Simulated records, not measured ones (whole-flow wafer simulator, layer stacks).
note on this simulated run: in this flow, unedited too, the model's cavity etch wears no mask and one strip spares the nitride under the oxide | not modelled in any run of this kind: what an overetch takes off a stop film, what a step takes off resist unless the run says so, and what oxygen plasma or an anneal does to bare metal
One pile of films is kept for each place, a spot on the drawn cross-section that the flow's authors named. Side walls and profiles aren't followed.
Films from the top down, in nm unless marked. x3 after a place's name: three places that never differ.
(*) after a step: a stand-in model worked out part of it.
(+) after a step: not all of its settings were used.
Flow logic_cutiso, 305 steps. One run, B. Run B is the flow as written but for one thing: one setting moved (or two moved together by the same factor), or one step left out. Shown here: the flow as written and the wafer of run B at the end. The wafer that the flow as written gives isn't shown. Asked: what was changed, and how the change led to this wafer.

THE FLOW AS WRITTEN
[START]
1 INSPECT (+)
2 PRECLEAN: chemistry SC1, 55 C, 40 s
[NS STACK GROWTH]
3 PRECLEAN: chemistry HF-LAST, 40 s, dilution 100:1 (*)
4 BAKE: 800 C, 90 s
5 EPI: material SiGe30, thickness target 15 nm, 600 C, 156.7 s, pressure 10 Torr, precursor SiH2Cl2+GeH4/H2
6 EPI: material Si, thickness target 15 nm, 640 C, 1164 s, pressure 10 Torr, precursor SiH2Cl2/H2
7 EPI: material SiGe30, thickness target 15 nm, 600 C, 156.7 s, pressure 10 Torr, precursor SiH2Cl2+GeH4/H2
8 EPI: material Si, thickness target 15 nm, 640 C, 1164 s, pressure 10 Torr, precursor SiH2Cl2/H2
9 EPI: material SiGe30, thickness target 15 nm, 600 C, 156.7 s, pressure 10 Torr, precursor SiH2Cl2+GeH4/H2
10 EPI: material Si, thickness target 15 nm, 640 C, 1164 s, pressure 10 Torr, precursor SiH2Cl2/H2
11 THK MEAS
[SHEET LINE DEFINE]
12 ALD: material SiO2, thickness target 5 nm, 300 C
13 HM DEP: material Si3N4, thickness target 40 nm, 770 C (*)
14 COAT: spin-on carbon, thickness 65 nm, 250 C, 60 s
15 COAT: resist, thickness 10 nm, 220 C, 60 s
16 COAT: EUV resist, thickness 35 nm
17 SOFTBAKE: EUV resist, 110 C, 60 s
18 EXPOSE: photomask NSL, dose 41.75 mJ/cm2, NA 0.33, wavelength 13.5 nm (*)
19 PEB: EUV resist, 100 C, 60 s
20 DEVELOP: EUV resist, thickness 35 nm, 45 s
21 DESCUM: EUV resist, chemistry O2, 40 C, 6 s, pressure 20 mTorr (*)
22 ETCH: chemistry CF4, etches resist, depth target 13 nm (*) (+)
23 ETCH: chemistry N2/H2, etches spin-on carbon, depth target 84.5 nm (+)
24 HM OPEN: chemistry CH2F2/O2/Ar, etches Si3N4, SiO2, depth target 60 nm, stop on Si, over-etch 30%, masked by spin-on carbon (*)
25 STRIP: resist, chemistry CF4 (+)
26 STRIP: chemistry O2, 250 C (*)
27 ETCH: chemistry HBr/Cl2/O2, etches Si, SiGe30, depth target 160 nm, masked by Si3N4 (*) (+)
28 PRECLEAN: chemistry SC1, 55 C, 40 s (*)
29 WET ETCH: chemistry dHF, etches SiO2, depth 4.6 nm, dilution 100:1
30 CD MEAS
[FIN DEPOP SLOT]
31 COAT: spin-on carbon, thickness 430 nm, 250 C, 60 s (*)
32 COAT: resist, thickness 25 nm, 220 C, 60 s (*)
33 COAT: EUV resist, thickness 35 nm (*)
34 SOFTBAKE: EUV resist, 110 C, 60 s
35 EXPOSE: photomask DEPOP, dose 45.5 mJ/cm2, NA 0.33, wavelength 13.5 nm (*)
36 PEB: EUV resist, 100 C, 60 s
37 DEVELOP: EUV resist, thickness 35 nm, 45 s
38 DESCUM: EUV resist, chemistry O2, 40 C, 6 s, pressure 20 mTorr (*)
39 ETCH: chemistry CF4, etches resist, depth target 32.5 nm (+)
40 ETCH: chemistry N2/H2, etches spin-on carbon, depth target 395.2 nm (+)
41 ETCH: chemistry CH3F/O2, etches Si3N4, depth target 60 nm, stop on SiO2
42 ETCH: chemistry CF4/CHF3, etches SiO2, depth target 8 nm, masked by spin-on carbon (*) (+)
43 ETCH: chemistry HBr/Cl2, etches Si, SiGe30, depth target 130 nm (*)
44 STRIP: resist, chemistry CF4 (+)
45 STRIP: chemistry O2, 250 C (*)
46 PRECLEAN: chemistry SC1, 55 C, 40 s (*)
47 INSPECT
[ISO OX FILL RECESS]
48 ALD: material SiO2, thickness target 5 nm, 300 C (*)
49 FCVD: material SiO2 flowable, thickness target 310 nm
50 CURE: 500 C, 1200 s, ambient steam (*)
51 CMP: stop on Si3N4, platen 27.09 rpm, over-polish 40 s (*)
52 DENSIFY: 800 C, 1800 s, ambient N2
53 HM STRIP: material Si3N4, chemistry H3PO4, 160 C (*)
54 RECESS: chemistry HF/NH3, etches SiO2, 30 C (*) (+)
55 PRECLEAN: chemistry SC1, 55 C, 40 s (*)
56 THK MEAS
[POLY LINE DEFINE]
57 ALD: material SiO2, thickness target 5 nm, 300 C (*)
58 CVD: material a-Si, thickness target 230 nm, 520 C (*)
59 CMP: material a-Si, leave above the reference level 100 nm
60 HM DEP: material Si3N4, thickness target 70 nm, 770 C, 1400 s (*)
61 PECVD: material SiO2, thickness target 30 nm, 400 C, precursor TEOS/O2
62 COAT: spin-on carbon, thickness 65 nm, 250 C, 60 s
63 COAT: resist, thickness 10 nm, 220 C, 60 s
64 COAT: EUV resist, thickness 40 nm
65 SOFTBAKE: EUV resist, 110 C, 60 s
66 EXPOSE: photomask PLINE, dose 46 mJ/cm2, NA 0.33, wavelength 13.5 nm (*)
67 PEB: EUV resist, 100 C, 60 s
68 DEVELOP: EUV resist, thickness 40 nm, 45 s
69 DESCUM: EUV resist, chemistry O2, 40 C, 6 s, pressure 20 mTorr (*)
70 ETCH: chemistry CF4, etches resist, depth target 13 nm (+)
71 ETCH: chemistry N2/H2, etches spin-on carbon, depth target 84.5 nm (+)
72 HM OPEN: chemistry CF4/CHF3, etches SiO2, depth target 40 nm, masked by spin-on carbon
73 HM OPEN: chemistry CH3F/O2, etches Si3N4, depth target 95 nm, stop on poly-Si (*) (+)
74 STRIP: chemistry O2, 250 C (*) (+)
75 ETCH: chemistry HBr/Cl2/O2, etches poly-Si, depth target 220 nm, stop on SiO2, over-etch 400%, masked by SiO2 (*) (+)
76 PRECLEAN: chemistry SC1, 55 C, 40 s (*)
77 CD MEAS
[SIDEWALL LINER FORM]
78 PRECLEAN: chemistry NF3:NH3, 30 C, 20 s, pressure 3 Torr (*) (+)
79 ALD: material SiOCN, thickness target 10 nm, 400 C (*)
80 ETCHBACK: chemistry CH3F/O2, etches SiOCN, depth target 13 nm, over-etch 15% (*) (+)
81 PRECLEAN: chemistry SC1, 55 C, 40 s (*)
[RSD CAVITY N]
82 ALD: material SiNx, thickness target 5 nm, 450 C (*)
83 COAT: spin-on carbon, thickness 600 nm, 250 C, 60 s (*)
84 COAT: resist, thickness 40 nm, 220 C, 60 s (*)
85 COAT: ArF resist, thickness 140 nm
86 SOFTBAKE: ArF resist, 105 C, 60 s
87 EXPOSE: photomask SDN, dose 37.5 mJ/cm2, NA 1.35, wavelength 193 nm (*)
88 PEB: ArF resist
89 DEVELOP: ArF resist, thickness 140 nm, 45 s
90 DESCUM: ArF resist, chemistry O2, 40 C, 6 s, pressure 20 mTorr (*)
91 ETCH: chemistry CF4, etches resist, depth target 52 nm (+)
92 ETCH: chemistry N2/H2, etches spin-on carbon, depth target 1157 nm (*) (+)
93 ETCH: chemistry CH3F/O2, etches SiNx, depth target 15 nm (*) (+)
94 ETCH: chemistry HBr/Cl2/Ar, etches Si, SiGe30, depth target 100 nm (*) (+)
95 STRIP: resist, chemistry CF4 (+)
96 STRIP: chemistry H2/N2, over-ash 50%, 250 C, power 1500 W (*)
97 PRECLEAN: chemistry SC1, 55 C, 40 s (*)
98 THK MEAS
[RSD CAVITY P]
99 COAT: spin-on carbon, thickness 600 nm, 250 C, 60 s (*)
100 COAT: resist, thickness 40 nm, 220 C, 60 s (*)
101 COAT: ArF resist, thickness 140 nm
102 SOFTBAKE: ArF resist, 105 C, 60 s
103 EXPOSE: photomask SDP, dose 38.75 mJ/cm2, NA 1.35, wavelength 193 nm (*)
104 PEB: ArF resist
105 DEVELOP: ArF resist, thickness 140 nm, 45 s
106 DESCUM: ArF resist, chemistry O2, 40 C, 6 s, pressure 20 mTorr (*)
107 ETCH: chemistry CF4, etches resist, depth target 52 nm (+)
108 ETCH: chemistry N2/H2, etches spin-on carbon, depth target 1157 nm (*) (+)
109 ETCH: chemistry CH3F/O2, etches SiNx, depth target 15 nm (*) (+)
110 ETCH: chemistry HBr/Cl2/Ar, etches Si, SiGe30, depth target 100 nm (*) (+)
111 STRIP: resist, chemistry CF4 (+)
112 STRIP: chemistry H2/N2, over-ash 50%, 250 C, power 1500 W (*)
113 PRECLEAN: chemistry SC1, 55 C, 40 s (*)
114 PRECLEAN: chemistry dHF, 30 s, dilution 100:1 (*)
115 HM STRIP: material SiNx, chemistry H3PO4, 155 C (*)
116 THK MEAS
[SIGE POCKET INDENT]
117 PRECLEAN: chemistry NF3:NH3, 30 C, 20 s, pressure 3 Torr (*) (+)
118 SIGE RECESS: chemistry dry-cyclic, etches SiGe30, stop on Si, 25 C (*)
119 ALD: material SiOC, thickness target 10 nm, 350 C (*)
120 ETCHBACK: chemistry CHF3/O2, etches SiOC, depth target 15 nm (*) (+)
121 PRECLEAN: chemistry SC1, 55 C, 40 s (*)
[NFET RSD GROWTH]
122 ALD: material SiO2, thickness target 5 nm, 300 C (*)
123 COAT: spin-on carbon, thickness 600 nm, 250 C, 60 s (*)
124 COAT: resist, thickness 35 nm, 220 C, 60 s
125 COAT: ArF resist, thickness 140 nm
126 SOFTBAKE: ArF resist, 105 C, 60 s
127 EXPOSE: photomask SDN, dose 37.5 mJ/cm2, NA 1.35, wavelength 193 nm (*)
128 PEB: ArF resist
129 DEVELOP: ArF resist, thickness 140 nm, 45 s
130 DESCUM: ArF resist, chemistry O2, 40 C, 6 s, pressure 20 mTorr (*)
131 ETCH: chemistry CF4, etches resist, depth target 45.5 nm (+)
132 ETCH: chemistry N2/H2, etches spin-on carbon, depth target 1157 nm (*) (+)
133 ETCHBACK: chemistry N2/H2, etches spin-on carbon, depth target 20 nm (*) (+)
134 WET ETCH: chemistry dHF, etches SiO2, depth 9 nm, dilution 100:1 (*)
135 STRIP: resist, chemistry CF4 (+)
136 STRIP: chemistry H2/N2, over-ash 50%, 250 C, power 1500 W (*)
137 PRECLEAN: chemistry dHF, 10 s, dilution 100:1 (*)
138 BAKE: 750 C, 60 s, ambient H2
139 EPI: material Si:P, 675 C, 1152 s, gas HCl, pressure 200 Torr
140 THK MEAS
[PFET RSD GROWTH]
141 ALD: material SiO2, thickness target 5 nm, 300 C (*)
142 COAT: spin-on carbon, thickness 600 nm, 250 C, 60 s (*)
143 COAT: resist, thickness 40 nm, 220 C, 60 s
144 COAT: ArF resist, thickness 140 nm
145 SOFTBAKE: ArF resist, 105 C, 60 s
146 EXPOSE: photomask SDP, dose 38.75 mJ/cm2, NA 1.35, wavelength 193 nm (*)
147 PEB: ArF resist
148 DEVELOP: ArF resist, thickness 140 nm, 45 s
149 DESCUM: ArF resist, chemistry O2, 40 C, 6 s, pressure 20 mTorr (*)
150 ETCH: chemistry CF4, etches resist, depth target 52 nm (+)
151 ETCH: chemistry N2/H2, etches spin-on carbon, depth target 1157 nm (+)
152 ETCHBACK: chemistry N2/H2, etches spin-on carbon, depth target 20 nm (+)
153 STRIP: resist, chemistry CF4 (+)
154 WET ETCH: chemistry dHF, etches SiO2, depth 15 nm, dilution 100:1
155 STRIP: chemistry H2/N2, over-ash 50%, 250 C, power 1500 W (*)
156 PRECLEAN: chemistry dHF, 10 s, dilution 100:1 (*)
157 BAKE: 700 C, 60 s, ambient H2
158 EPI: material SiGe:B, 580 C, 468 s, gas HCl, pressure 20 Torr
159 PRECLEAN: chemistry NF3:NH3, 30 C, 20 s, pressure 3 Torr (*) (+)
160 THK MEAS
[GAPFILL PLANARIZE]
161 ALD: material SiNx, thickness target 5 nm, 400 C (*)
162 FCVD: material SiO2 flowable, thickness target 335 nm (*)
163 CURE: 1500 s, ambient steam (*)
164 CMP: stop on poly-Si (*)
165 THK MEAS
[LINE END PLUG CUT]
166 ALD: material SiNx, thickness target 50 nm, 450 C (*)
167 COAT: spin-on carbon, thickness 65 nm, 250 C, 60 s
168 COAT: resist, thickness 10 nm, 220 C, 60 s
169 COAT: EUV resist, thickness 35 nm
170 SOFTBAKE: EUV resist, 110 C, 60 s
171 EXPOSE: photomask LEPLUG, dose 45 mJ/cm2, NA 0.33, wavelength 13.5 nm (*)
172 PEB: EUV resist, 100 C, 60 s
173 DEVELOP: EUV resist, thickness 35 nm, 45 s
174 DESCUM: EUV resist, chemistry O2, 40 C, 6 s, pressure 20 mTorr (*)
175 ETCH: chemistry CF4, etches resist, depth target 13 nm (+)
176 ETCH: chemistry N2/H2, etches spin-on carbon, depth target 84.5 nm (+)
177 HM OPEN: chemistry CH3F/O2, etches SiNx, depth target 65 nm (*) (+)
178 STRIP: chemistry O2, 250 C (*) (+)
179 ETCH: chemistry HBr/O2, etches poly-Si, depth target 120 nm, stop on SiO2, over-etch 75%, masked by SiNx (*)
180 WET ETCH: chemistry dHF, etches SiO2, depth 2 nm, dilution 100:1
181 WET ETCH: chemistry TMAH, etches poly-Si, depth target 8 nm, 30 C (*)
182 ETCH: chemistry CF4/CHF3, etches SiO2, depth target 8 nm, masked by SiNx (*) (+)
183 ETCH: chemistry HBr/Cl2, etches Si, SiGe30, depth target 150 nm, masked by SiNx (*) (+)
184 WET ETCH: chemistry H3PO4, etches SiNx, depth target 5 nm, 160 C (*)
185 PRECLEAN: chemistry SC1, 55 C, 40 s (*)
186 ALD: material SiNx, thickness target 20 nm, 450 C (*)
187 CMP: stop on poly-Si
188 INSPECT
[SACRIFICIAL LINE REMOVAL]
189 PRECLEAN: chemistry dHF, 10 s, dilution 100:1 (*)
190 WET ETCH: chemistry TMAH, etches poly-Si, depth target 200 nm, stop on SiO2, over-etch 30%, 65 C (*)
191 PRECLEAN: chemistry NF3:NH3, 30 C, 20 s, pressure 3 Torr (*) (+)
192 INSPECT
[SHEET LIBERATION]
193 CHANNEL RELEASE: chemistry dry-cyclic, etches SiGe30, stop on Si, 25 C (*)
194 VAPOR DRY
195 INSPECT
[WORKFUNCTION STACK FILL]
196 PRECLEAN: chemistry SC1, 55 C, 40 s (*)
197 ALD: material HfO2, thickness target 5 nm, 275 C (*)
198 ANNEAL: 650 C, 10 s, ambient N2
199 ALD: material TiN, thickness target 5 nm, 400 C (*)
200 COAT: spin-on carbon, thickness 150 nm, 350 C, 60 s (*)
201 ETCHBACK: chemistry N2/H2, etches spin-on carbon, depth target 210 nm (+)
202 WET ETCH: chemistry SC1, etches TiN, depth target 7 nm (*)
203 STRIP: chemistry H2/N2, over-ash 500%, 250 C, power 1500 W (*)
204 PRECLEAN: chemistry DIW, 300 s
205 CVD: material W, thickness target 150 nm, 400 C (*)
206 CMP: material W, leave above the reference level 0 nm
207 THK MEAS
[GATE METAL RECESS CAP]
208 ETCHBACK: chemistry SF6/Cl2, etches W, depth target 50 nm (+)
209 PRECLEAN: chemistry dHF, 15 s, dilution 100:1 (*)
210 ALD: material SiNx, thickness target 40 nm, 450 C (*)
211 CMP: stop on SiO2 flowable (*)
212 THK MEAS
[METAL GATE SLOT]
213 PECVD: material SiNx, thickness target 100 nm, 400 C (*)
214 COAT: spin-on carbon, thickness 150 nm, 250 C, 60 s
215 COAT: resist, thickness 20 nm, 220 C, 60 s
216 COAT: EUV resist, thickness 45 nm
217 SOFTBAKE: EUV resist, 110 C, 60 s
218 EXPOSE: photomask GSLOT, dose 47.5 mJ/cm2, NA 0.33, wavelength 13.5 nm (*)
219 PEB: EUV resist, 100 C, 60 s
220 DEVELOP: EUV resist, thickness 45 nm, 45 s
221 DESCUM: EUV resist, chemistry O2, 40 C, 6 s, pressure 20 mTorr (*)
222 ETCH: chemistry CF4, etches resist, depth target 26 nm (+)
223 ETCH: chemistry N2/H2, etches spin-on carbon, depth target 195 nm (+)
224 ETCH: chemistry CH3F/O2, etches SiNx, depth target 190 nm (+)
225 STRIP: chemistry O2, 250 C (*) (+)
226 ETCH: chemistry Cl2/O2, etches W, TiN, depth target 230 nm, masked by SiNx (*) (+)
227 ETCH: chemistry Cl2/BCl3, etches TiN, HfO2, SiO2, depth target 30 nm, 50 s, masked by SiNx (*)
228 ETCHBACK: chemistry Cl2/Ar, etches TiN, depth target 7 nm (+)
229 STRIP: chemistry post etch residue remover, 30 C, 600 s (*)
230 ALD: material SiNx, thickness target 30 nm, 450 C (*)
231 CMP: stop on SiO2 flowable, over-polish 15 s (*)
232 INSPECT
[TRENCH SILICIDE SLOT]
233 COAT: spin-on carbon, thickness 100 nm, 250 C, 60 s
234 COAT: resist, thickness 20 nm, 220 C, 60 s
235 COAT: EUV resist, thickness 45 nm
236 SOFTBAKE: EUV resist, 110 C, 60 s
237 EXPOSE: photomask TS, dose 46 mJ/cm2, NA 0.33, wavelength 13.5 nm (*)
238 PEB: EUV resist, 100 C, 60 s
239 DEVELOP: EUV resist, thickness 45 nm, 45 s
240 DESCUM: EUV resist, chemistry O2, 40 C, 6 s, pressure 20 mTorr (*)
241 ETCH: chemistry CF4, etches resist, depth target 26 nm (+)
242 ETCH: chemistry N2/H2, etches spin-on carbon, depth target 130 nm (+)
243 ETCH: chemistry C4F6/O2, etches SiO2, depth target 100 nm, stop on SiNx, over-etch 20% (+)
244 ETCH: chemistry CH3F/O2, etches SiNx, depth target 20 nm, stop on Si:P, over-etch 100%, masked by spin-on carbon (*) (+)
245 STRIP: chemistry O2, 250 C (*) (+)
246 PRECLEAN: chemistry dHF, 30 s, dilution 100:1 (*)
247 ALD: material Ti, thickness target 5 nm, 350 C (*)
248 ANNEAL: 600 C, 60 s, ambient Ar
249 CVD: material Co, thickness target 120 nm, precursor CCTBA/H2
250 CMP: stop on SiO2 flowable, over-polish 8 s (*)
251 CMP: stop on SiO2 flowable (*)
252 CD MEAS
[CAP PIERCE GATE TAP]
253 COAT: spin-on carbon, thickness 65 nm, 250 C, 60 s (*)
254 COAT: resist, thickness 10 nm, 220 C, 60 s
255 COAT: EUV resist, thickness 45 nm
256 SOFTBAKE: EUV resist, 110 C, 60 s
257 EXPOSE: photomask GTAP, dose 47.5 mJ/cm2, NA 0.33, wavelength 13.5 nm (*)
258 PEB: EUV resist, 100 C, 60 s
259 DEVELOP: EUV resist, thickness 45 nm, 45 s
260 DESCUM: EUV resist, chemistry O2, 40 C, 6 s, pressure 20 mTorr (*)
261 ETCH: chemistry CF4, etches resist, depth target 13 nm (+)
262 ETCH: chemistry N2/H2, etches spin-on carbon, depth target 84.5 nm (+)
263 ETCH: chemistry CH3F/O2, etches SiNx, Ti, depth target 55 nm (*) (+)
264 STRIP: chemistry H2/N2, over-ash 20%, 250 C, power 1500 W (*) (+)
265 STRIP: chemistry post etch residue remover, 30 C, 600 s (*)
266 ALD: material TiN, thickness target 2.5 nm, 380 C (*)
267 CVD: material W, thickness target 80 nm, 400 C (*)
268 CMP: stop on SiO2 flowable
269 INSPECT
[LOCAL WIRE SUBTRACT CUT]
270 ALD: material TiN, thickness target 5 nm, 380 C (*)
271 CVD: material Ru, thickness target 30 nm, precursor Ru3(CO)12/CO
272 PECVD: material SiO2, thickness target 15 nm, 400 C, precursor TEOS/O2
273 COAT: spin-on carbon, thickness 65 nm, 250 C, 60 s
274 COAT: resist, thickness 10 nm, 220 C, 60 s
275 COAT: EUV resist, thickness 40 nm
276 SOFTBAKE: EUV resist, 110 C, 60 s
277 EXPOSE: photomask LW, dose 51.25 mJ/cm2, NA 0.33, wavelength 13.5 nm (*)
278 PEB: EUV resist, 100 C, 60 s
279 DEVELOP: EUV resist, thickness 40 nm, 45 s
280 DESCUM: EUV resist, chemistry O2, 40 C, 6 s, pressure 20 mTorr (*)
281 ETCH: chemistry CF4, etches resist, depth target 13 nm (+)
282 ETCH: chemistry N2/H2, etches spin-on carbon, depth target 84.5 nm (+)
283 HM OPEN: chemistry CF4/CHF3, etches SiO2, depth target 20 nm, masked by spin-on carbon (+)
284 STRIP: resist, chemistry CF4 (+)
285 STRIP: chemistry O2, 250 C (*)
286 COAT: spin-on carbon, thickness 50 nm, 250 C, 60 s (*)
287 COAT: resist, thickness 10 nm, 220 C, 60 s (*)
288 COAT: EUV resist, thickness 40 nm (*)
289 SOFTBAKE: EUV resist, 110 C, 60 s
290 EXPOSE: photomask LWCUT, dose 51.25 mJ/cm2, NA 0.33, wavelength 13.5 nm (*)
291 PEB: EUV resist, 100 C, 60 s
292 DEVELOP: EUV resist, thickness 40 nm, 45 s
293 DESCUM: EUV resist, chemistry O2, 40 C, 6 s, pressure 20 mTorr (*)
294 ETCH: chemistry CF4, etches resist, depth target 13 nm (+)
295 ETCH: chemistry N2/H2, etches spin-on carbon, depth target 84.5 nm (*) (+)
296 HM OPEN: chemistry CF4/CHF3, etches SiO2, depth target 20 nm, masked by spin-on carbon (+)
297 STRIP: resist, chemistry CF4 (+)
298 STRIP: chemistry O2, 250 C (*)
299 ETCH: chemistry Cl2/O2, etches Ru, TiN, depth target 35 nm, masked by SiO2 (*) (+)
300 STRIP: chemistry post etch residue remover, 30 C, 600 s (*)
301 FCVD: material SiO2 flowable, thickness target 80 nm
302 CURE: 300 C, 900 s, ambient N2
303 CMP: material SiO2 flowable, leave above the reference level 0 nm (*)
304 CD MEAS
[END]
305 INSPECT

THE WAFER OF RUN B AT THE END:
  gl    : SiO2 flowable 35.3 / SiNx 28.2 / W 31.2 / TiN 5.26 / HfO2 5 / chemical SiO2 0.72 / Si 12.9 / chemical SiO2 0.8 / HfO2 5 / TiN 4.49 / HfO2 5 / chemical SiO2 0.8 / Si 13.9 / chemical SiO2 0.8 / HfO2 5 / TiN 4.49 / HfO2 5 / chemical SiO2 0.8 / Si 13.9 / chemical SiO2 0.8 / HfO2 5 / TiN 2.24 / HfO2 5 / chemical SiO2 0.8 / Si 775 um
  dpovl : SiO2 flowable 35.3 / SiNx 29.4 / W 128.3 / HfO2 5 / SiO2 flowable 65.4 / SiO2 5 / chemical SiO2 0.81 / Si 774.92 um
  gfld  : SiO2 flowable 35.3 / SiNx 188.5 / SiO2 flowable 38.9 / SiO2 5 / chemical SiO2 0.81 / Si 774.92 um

The cause: step 5, EPI: 133.2 s was run, where the flow has 156.7 s.

How the change led to this, step by step:
  5 EPI: material SiGe30, thickness target 15 nm, 600 C, 156.7 s, pressure 10 Torr, precursor SiH2Cl2+GeH4/H2
      depop, dpovl, gfld and 19 more: SiGe30 +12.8 (new film) (as written it would be: SiGe30 +15 (new film))
  27 ETCH: chemistry HBr/Cl2/O2, etches Si, SiGe30, depth target 160 nm, masked by Si3N4 (*) (+)
      gfld, gxf, iso, lnri: chemical SiO2 -0.79 (all of it), Si -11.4 (all of it), SiGe30 -15 (all of it), Si -15 (all of it), SiGe30 -15 (all of it), Si -15 (all of it), SiGe30 -12.8 (all of it), Si -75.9 (as written it would be: chemical SiO2 -0.79 (all of it), Si -11.4 (all of it), SiGe30 -15 (all of it), Si -15 (all of it), SiGe30 -15 (all of it), Si -15 (all of it), SiGe30 -15 (all of it), Si -73.6)
      dpovl, nsgap: chemical SiO2 -0.79 (all of it), Si -11.8 (all of it), SiGe30 -15 (all of it), Si -15 (all of it), SiGe30 -15 (all of it), Si -15 (all of it), SiGe30 -12.8 (all of it), Si -75.5 (as written it would be: chemical SiO2 -0.79 (all of it), Si -11.8 (all of it), SiGe30 -15 (all of it), Si -15 (all of it), SiGe30 -15 (all of it), Si -15 (all of it), SiGe30 -15 (all of it), Si -73.2)
      (and at 1 more place)
  43 ETCH: chemistry HBr/Cl2, etches Si, SiGe30, depth target 130 nm (*)
      depop: Si -14 (all of it), SiGe30 -15 (all of it), Si -15 (all of it), SiGe30 -15 (all of it), Si -15 (all of it), SiGe30 -12.8 (all of it), Si -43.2 (as written it would be: Si -14 (all of it), SiGe30 -15 (all of it), Si -15 (all of it), SiGe30 -15 (all of it), Si -15 (all of it), SiGe30 -15 (all of it), Si -41)
  94 ETCH: chemistry HBr/Cl2/Ar, etches Si, SiGe30, depth target 100 nm (*) (+)
      rsdn, rsdx: chemical SiO2 -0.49 (all of it), Si -12.8 (all of it), SiGe30 -15 (all of it), Si -15 (all of it), SiGe30 -15 (all of it), Si -15 (all of it), SiGe30 -12.8 (all of it), Si -14.4 (as written it would be: chemical SiO2 -0.49 (all of it), Si -12.8 (all of it), SiGe30 -15 (all of it), Si -15 (all of it), SiGe30 -15 (all of it), Si -15 (all of it), SiGe30 -15 (all of it), Si -12.2)
  110 ETCH: chemistry HBr/Cl2/Ar, etches Si, SiGe30, depth target 100 nm (*) (+)
      rsdp, rsdw: chemical SiO2 -0.49 (all of it), Si -12.8 (all of it), SiGe30 -15 (all of it), Si -15 (all of it), SiGe30 -15 (all of it), Si -15 (all of it), SiGe30 -12.8 (all of it), Si -14.4 (as written it would be: chemical SiO2 -0.49 (all of it), Si -12.8 (all of it), SiGe30 -15 (all of it), Si -15 (all of it), SiGe30 -15 (all of it), Si -15 (all of it), SiGe30 -15 (all of it), Si -12.2)
  118 SIGE RECESS: chemistry dry-cyclic, etches SiGe30, stop on Si, 25 C (*)
      lnr, lnrp, lnrt: SiOCN -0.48, Si -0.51, cavity +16 (new film), SiGe30 -15 (all of it), Si -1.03, cavity +16 (new film), SiGe30 -15 (all of it), Si -1.03, cavity +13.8 (new film), SiGe30 -12.8 (all of it), Si -0.51 (as written it would be: SiOCN -0.48, Si -0.51, cavity +16 (new film), SiGe30 -15 (all of it), Si -1.03, cavity +16 (new film), SiGe30 -15 (all of it), Si -1.03, cavity +16 (new film), SiGe30 -15 (all of it), Si -0.51)
  119 ALD: material SiOC, thickness target 10 nm, 350 C (*)
      lnr, lnrp, lnrt: SiOC +10 (new film), SiOC +16 (new film), cavity -16 (all of it), SiOC +16 (new film), cavity -16 (all of it), SiOC +13.8 (new film), cavity -13.8 (all of it) (as written it would be: SiOC +10 (new film), SiOC +16 (new film), cavity -16 (all of it), SiOC +16 (new film), cavity -16 (all of it), SiOC +16 (new film), cavity -16 (all of it))
  183 ETCH: chemistry HBr/Cl2, etches Si, SiGe30, depth target 150 nm, masked by SiNx (*) (+)
      plug: Si -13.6 (all of it), SiGe30 -15 (all of it), Si -15 (all of it), SiGe30 -15 (all of it), Si -15 (all of it), SiGe30 -12.8 (all of it), Si -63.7 (as written it would be: Si -13.6 (all of it), SiGe30 -15 (all of it), Si -15 (all of it), SiGe30 -15 (all of it), Si -15 (all of it), SiGe30 -15 (all of it), Si -61.4)
  193 CHANNEL RELEASE: chemistry dry-cyclic, etches SiGe30, stop on Si, 25 C (*)
      gl, glp, gxn, gxp, ns, tap: chemical SiO2 +0.8 (new film), Si -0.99, chemical SiO2 +0.8 (new film), cavity +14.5 (new film), chemical SiO2 +0.8 (new film), SiGe30 -15 (all of it), Si -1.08, chemical SiO2 +0.8 (new film), cavity +14.5 (new film), chemical SiO2 +0.8 (new film), SiGe30 -15 (all of it), Si -1.08, chemical SiO2 +0.8 (new film), cavity +12.2 (new film), chemical SiO2 +0.8 (new film), SiGe30 -12.8 (all of it), Si -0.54 (as written it would be: chemical SiO2 +0.8 (new film), Si -0.99, chemical SiO2 +0.8 (new film), cavity +14.5 (new film), chemical SiO2 +0.8 (new film), SiGe30 -15 (all of it), Si -1.08, chemical SiO2 +0.8 (new film), cavity +14.5 (new film), chemical SiO2 +0.8 (new film), SiGe30 -15 (all of it), Si -1.08, chemical SiO2 +0.8 (new film), cavity +14.5 (new film), chemical SiO2 +0.8 (new film), SiGe30 -15 (all of it), Si -0.54)
  199 ALD: material TiN, thickness target 5 nm, 400 C (*)
      gl, glp, tap: TiN +5.26 (new film), TiN +4.49 (new film), cavity -4.49 (all of it), TiN +4.49 (new film), cavity -4.49 (all of it), TiN +2.24 (new film), cavity -2.24 (all of it) (as written it would be: TiN +5.26 (new film), TiN +4.49 (new film), cavity -4.49 (all of it), TiN +4.49 (new film), cavity -4.49 (all of it), TiN +4.49 (new film), cavity -4.49 (all of it))
      gxn, gxp, ns: TiN +5 (new film), TiN +4.49 (new film), cavity -4.49 (all of it), TiN +4.49 (new film), cavity -4.49 (all of it), TiN +2.24 (new film), cavity -2.24 (all of it) (as written it would be: TiN +5 (new film), TiN +4.49 (new film), cavity -4.49 (all of it), TiN +4.49 (new film), cavity -4.49 (all of it), TiN +4.49 (new film), cavity -4.49 (all of it))
